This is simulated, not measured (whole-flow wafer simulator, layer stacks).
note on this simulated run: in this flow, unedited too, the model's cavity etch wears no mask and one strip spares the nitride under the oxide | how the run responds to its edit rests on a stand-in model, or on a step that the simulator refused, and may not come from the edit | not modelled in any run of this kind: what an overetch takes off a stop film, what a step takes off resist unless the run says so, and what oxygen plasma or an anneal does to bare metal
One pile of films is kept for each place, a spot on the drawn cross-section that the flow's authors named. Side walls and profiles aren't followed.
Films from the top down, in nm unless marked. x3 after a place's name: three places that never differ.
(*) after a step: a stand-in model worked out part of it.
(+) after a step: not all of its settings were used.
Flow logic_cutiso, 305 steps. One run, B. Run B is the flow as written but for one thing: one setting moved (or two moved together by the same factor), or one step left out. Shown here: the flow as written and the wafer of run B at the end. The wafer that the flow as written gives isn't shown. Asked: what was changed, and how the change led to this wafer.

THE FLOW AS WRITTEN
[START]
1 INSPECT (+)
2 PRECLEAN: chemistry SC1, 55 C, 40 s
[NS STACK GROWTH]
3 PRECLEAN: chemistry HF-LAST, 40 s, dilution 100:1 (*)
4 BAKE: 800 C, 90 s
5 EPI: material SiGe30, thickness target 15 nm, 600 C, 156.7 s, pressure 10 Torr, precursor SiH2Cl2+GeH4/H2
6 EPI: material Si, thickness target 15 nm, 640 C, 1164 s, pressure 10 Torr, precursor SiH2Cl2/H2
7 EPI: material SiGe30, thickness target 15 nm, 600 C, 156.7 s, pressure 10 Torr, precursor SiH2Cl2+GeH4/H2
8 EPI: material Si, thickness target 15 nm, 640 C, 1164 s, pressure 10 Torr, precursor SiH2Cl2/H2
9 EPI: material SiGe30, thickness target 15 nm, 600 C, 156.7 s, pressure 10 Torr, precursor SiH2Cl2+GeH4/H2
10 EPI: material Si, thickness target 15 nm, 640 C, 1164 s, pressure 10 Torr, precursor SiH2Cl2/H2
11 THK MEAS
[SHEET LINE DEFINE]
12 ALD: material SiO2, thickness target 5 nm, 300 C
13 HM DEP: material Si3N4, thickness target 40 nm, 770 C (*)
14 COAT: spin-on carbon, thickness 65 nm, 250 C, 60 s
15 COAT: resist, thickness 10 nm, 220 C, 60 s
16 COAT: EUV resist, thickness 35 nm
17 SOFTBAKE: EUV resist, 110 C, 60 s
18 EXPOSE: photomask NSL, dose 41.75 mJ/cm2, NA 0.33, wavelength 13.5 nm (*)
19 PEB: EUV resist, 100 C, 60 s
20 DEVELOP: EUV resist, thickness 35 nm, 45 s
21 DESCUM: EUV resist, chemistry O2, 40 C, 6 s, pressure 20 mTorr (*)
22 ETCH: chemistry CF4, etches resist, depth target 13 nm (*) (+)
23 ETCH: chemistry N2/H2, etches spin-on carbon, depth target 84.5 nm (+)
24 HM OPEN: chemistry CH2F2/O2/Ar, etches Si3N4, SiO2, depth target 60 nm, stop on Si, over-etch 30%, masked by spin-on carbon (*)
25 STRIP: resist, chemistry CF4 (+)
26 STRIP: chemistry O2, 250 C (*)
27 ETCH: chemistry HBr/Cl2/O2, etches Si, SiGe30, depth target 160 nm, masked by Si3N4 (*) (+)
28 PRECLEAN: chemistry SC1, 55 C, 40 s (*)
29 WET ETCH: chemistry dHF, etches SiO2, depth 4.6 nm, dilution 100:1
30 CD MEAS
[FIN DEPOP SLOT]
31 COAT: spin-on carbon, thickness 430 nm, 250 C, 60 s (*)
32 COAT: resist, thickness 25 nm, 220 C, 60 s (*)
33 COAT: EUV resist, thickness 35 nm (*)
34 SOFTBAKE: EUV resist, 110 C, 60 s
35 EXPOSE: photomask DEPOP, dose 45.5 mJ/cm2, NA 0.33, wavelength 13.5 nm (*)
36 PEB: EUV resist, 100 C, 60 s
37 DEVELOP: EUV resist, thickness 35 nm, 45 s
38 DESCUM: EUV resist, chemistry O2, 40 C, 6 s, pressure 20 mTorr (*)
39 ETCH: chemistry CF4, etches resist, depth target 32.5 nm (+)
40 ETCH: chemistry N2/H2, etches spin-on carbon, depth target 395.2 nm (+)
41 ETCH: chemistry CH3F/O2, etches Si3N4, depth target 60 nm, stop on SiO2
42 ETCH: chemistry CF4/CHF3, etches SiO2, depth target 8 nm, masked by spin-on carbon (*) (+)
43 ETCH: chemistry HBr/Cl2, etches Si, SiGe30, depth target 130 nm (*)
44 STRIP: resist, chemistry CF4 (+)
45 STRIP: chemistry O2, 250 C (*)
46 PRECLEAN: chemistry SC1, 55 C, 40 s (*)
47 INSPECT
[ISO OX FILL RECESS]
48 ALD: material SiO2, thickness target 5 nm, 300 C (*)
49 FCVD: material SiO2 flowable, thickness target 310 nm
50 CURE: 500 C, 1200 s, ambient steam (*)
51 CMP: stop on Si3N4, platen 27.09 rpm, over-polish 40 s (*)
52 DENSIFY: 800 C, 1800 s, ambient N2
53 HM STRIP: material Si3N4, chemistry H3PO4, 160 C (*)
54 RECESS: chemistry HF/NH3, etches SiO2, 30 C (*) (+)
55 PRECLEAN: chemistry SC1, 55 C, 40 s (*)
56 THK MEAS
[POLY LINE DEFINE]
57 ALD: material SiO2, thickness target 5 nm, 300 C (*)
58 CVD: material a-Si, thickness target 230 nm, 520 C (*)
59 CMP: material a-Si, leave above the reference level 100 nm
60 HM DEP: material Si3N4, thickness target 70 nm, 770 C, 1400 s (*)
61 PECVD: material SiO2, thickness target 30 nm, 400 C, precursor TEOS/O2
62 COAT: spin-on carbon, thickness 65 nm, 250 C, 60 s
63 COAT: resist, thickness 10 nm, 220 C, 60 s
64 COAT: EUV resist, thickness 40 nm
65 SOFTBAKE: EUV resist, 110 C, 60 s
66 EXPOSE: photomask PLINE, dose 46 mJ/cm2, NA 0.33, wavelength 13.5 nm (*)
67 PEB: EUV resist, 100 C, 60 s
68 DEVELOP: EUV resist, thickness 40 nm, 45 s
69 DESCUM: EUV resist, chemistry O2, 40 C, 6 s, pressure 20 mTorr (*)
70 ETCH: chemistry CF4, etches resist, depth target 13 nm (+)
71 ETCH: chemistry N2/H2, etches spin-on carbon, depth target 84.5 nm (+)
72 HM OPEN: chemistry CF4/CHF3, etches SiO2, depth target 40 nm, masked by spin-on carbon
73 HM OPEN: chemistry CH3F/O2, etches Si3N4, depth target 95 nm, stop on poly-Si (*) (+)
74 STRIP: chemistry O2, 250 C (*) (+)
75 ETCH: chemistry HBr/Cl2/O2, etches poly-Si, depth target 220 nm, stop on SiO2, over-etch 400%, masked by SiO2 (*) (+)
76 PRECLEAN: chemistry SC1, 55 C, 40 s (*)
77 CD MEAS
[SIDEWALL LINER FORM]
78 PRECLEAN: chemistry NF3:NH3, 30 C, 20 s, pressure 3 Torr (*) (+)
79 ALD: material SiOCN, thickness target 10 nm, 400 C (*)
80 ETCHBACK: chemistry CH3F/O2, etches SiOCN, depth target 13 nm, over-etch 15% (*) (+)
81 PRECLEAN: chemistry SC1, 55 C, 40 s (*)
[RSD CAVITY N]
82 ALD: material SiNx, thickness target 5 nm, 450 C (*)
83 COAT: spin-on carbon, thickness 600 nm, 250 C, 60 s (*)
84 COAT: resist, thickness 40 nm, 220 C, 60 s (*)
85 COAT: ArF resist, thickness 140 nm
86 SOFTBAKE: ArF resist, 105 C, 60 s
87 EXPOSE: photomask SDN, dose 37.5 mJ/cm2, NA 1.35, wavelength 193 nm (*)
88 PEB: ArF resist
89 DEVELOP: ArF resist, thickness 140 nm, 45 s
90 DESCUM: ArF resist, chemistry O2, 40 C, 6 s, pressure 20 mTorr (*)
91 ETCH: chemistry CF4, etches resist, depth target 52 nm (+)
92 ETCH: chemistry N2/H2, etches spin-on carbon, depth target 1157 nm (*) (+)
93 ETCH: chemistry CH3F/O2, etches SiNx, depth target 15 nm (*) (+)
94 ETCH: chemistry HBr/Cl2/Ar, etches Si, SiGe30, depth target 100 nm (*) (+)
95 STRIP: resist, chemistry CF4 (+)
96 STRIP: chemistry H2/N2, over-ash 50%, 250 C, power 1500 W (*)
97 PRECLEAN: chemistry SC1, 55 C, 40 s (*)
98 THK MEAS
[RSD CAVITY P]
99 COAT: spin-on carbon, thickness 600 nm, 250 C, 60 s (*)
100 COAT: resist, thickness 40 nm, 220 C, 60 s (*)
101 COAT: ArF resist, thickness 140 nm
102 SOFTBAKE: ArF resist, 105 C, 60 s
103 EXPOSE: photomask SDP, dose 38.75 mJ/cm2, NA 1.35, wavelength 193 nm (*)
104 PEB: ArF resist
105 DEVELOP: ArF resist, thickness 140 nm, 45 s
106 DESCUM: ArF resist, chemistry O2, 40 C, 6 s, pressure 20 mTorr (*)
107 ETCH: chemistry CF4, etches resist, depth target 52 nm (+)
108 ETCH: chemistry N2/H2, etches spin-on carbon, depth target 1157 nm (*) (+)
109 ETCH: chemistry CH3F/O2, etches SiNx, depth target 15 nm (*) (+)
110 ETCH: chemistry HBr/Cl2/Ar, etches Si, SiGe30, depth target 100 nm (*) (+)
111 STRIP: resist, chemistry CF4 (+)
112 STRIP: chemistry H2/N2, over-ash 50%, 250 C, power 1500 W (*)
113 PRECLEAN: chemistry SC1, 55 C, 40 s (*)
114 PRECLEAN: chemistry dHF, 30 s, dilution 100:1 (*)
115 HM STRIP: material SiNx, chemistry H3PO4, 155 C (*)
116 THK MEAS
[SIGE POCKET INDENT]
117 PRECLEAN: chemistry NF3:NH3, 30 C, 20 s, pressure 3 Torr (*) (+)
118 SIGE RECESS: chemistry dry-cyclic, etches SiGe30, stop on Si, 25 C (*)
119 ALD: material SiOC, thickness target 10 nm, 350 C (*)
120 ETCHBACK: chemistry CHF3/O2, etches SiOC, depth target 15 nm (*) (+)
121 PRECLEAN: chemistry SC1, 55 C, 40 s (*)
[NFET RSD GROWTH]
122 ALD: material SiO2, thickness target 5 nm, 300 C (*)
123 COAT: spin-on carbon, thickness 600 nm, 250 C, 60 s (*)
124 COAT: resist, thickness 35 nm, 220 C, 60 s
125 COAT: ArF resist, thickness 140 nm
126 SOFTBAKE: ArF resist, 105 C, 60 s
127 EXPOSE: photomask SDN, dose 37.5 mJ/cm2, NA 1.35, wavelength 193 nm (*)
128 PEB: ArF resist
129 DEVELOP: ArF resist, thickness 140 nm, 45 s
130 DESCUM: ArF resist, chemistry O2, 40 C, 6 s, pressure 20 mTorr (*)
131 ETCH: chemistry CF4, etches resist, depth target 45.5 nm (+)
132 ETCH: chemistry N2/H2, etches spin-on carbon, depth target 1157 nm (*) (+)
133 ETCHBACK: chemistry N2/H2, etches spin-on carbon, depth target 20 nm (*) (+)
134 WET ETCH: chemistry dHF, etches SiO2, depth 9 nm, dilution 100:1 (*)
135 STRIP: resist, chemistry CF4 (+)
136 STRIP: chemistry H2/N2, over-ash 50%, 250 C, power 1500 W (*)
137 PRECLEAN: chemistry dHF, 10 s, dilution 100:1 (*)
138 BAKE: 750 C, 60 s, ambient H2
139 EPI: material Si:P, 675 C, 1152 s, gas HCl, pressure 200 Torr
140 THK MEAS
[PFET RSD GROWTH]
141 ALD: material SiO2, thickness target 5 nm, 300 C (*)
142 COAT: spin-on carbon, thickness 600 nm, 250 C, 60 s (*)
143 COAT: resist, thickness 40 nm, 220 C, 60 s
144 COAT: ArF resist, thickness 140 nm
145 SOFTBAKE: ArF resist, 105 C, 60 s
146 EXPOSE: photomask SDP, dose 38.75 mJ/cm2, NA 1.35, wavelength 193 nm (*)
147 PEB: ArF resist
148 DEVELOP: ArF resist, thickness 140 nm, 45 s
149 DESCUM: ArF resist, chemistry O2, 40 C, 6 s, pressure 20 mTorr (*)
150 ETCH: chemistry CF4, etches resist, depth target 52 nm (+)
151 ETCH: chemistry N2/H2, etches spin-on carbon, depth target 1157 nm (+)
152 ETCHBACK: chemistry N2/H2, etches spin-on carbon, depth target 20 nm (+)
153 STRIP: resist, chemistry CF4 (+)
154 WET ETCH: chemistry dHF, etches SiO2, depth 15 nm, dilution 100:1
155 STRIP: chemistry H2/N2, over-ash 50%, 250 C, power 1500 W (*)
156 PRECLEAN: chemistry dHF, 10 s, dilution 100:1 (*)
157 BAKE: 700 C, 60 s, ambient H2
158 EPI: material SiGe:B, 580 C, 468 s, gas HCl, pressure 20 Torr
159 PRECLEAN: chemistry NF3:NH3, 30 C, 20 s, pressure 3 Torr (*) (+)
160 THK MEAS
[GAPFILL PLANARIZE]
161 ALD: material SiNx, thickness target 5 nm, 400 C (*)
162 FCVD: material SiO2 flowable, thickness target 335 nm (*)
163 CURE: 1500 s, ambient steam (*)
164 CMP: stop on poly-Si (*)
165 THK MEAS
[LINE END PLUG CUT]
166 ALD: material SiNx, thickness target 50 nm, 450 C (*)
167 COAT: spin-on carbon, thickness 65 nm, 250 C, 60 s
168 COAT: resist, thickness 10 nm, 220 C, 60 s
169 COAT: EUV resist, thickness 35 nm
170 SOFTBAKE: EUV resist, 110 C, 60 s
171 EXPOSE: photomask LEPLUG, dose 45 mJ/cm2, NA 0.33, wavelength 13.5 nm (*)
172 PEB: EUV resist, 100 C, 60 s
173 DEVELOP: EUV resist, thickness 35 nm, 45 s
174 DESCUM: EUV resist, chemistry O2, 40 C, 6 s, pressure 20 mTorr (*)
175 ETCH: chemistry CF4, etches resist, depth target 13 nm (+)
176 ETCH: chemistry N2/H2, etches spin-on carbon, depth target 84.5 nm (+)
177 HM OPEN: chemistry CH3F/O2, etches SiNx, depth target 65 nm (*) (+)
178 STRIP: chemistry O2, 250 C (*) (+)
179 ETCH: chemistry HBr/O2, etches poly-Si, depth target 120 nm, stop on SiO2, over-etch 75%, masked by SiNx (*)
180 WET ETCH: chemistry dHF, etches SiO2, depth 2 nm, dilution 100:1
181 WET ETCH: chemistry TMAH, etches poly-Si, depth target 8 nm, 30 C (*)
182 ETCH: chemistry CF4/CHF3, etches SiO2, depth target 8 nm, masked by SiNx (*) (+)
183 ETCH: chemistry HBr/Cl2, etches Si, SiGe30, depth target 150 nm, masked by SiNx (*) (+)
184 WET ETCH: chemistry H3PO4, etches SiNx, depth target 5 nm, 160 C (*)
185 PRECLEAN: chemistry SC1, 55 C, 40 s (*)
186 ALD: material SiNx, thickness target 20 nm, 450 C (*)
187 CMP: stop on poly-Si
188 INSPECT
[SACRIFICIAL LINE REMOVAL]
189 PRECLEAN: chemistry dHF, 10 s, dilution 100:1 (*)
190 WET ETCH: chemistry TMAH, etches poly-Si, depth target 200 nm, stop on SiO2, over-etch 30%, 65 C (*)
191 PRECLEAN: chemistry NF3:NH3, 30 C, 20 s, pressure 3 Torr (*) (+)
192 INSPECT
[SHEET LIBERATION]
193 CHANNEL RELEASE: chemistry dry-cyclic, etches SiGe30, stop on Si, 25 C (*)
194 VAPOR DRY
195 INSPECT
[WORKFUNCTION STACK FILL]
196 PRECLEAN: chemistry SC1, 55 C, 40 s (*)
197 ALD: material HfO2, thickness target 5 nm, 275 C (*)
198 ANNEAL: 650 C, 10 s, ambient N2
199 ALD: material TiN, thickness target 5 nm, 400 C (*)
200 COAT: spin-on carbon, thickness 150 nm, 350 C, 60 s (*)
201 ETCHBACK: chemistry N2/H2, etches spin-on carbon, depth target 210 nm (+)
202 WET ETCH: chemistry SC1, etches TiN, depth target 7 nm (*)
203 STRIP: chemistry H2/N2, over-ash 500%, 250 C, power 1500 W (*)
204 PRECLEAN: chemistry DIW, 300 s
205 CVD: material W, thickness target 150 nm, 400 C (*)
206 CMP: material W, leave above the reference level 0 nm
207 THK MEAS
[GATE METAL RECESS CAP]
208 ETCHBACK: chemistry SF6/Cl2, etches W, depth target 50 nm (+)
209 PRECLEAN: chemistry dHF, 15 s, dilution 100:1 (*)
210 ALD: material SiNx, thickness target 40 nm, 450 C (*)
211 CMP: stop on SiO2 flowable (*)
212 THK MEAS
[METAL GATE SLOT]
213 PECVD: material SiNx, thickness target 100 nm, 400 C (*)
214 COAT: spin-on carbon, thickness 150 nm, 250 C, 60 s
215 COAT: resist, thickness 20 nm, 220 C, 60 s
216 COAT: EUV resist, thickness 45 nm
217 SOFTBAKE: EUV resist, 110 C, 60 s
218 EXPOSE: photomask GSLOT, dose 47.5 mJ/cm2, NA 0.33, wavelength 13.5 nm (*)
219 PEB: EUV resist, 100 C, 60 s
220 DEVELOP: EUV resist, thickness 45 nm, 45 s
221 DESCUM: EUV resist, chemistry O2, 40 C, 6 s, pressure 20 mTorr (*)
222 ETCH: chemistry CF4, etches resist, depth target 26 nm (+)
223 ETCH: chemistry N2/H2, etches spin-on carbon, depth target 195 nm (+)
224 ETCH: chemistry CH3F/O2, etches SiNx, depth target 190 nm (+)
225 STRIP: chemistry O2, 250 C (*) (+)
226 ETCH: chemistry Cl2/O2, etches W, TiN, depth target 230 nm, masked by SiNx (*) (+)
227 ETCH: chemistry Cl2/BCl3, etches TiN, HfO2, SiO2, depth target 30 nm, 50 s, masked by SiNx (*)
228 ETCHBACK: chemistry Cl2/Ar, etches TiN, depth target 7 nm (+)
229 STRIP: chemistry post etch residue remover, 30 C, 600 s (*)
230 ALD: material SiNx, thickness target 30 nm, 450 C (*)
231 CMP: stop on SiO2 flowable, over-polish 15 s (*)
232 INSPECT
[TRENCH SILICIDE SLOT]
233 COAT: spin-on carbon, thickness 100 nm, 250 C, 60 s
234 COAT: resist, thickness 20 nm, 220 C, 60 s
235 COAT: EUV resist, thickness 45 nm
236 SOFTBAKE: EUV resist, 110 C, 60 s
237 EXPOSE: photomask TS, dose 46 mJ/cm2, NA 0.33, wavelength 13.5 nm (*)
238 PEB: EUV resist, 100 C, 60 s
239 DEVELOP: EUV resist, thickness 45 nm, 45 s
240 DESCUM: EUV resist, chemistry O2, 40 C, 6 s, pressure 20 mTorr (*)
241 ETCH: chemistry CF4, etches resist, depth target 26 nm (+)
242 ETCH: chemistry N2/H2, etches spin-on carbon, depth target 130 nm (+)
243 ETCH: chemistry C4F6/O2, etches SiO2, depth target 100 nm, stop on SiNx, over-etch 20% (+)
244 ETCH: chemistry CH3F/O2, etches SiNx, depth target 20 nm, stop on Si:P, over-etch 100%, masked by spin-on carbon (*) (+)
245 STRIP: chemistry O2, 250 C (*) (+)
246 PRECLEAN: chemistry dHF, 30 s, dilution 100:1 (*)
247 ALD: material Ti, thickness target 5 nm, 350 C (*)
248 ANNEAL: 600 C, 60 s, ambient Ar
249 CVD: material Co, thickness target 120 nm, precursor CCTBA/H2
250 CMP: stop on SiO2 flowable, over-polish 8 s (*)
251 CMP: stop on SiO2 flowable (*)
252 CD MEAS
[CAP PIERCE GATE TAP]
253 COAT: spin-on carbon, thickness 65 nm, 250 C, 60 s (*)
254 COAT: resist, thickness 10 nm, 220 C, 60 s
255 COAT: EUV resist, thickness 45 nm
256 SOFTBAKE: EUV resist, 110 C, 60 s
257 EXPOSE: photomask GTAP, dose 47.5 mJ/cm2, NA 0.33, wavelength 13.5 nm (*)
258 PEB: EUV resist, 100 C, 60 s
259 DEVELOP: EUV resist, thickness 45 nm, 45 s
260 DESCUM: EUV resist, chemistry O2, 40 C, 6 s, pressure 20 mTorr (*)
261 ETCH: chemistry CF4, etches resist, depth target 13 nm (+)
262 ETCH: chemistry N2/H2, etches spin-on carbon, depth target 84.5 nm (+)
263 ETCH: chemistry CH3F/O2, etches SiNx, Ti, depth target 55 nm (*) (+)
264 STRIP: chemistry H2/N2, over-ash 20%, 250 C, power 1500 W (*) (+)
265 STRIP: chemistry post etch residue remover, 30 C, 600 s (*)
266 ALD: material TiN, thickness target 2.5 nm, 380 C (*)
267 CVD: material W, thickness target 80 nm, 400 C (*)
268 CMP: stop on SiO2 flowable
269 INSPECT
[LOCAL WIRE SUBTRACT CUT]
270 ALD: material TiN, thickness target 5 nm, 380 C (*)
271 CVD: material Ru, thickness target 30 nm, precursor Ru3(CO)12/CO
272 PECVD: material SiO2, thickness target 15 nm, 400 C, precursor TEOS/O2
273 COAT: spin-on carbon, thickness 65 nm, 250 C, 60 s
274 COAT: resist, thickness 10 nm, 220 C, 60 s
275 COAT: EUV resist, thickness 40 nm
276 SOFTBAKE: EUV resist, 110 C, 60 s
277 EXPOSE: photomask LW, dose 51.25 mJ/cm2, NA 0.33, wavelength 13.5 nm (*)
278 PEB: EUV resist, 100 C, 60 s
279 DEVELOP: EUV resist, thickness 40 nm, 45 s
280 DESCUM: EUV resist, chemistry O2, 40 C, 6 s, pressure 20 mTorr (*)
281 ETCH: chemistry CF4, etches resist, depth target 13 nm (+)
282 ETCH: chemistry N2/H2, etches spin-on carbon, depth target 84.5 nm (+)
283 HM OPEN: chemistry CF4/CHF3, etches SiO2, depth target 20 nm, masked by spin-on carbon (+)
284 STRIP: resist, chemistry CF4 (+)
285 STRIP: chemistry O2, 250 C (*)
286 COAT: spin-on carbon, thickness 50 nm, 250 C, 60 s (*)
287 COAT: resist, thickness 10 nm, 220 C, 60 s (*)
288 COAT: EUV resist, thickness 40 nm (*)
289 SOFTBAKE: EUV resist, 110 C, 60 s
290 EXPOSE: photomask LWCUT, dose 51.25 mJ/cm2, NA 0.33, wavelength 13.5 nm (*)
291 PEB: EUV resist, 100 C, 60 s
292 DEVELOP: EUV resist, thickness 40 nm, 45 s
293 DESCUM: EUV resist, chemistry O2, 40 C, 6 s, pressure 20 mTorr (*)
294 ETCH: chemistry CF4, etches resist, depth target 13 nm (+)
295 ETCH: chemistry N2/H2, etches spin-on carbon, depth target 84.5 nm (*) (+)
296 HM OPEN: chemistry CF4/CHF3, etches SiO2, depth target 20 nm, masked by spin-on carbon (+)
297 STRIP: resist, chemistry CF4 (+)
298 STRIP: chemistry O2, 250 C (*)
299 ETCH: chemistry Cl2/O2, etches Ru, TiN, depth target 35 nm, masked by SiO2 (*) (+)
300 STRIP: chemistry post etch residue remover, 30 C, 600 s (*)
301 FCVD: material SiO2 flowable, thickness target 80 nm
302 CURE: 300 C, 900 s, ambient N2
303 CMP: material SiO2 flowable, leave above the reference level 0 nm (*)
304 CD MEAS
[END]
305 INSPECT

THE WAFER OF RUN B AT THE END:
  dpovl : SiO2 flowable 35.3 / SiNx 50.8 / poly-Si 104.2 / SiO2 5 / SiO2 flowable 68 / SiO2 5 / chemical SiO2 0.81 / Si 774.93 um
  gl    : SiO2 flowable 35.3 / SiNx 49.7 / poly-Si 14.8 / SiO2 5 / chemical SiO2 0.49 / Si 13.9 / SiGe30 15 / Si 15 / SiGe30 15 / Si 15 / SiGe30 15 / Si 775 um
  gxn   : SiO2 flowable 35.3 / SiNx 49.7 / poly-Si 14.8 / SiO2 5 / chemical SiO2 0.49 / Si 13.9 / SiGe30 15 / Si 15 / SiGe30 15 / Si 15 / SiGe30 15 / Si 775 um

The cause: step 190, WET ETCH: chemistry TMAH, etches poly-Si, depth target 200 nm, stop on SiO2, over-etch 30%, 65 C (*), was left out.

How the change led to this, step by step:
  191 PRECLEAN: chemistry NF3:NH3, 30 C, 20 s, pressure 3 Torr (*) (+)
      depop, dpovl, gfld, gxf, isow, nsgap: nothing (as written it would be: SiO2 -5 (all of it), SiO2 flowable -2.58)
      gl, glp, gxn, gxp, ns, tap: nothing (as written it would be: SiO2 -5 (all of it), chemical SiO2 -0.49 (all of it))
  193 CHANNEL RELEASE: chemistry dry-cyclic, etches SiGe30, stop on Si, 25 C (*)
      gl, glp, gxn, gxp, ns, tap: nothing (as written it would be: chemical SiO2 +0.8 (new film), Si -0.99, chemical SiO2 +0.8 (new film), cavity +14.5 (new film), chemical SiO2 +0.8 (new film), SiGe30 -15 (all of it), Si -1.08, chemical SiO2 +0.8 (new film), cavity +14.5 (new film), chemical SiO2 +0.8 (new film), SiGe30 -15 (all of it), Si -1.08, chemical SiO2 +0.8 (new film), cavity +14.5 (new film), chemical SiO2 +0.8 (new film), SiGe30 -15 (all of it), Si -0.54)
  196 PRECLEAN: chemistry SC1, 55 C, 40 s (*)
      gl, glp, gxn, gxp, ns, tap: chemical SiO2 +0.49 (new film), poly-Si -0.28 (as written it would be: chemical SiO2 -0.08)
  197 ALD: material HfO2, thickness target 5 nm, 275 C (*)
      gl, glp, gxn, gxp, ns, tap: HfO2 +5 (new film) (as written it would be: HfO2 +5 (new film), HfO2 +5 (new film), cavity -10, HfO2 +5 (new film), HfO2 +5 (new film), cavity -10, HfO2 +5 (new film), HfO2 +5 (new film), cavity -10, HfO2 +5 (new film))
      gxf: HfO2 +5 (new film) (as written it would be: HfO2 +7.7 (new film))
  199 ALD: material TiN, thickness target 5 nm, 400 C (*)
      gl, glp, tap: TiN +5 (new film) (as written it would be: TiN +5.26 (new film), TiN +4.49 (new film), cavity -4.49 (all of it), TiN +4.49 (new film), cavity -4.49 (all of it), TiN +4.49 (new film), cavity -4.49 (all of it))
      gxn, gxp, ns: TiN +5 (new film) (as written it would be: TiN +5 (new film), TiN +4.49 (new film), cavity -4.49 (all of it), TiN +4.49 (new film), cavity -4.49 (all of it), TiN +4.49 (new film), cavity -4.49 (all of it))
      (and at 1 more place)
  200 COAT: spin-on carbon, thickness 150 nm, 350 C, 60 s (*)
      gl, glp: spin-on carbon +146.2 (new film) (as written it would be: spin-on carbon +236.9 (new film))
      gxn, gxp: spin-on carbon +146.3 (new film) (as written it would be: spin-on carbon +236.9 (new film))
      (and at 18 more places)
  201 ETCHBACK: chemistry N2/H2, etches spin-on carbon, depth target 210 nm (+)
      gfld, gxf, gxn, gxp: spin-on carbon -146.3 (all of it) (as written it would be: spin-on carbon -210)
      gl, glp, tap: spin-on carbon -146.2 (all of it) (as written it would be: spin-on carbon -210)
      (and at 15 more places)
  202 WET ETCH: chemistry SC1, etches TiN, depth target 7 nm (*)
      gfld, gl, glp, gxf, gxn, gxp, tap: TiN -5 (all of it) (as written it would be: spin-on carbon -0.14)
  203 STRIP: chemistry H2/N2, over-ash 500%, 250 C, power 1500 W (*)
      gl, glp: nothing (as written it would be: spin-on carbon -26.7 (all of it))
      gxn, gxp: nothing (as written it would be: spin-on carbon -26.8 (all of it))
      (and at 3 more places)
  205 CVD: material W, thickness target 150 nm, 400 C (*)
      depop, dpovl, isow, nsgap: W +150 (new film) (as written it would be: W +345.5 (new film))
      gl, glp, tap: W +150 (new film) (as written it would be: W +248.4 (new film))
      (and at 5 more places)
  206 CMP: material W, leave above the reference level 0 nm
      depop, dpovl, gfld and 9 more: W -150 (all of it), HfO2 -5 (all of it), chemical SiO2 -0.49 (all of it), poly-Si -13.5 (as written it would be: W -167.2)
  208 ETCHBACK: chemistry SF6/Cl2, etches W, depth target 50 nm (+)
      depop, dpovl, gfld and 9 more: poly-Si -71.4 (as written it would be: W -50)
  210 ALD: material SiNx, thickness target 40 nm, 450 C (*)
      gfld, gl, glp, gxf, gxn, gxp, tap: SiNx +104 (new film) (as written it would be: SiNx +82.6 (new film))
  211 CMP: stop on SiO2 flowable (*)
      depop, dpovl, isow, ns, nsgap: nothing (as written it would be: SiNx -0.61)
  224 ETCH: chemistry CH3F/O2, etches SiNx, depth target 190 nm (+)
      gfld: SiNx -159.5 (all of it), poly-Si -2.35 (as written it would be: SiNx -138.1 (all of it), W -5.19)
  225 STRIP: chemistry O2, 250 C (*) (+)
      gfld: chemical SiO2 +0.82 (new film), poly-Si -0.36 (as written it would be: nothing)
  ... 11 more steps ...
  268 CMP: stop on SiO2 flowable
      depop, dpovl, gfld and 9 more: W -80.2 (all of it), TiN -2.5 (all of it), SiNx -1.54 (as written it would be: W -80.2 (all of it), TiN -2.5 (all of it), SiNx -0.98)
      lnr, lnri, lnrp, lnrt: W -80 (all of it), TiN -2.5 (all of it), SiOCN -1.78 (as written it would be: W -80 (all of it), TiN -2.5 (all of it), SiOCN -1.22)
      (and at 3 more places)
Counting metal films that touch as one body, dpovl has 0 bodies; the flow as written gives 1 body.
Counting metal films that touch as one body, gl has 0 bodies; the flow as written gives 4 bodies (between them, from the top down: HfO2 5 / chemical SiO2 0.72 / Si 12.9 / chemical SiO2 0.8 / HfO2 5; HfO2 5 / chemical SiO2 0.8 / Si 13.9 / chemical SiO2 0.8 / HfO2 5; HfO2 5 / chemical SiO2 0.8 / Si 13.9 / chemical SiO2 0.8 / HfO2 5).
Counting metal films that touch as one body, gxn has 0 bodies; the flow as written gives 4 bodies (between them, from the top down: HfO2 5 / chemical SiO2 0.72 / Si 12.9 / chemical SiO2 0.8 / HfO2 5; HfO2 5 / chemical SiO2 0.8 / Si 13.9 / chemical SiO2 0.8 / HfO2 5; HfO2 5 / chemical SiO2 0.8 / Si 13.9 / chemical SiO2 0.8 / HfO2 5).
